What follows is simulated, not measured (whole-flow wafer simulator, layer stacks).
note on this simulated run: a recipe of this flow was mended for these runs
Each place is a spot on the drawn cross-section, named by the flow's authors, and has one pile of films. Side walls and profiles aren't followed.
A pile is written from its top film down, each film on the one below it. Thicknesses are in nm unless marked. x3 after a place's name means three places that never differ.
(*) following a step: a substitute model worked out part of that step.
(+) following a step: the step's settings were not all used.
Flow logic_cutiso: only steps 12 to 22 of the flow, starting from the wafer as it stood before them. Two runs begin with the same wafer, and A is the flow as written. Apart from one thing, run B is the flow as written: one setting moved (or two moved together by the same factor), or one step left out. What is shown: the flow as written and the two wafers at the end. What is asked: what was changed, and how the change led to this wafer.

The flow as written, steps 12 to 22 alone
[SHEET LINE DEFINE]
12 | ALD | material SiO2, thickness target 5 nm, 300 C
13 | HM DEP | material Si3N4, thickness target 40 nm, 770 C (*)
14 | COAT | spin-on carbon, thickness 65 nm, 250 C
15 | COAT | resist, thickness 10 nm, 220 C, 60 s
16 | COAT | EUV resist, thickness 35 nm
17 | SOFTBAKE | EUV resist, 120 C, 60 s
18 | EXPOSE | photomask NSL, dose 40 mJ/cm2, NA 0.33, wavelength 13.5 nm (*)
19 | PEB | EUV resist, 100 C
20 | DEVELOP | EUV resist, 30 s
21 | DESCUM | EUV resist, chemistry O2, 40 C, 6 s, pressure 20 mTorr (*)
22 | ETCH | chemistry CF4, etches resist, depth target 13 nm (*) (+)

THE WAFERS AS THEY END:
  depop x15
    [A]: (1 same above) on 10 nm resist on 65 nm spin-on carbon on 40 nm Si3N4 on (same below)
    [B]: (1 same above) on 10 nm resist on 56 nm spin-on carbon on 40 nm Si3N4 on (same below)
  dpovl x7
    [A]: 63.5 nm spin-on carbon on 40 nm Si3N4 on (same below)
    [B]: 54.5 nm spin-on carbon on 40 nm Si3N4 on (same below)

The reason: step 14, COAT: thickness 56 nm was run, though the flow has thickness 65 nm.
The wafer lets one read it off: depop x15 has spin-on carbon 56, and step 14 as written asks for 65 nm.

Step by step, how the change led to this:
  14 | COAT | spin-on carbon, thickness 65 nm, 250 C
      depop x15, dpovl x7: A spin-on carbon gains 65 (new film) | B spin-on carbon gains 56 (new film)
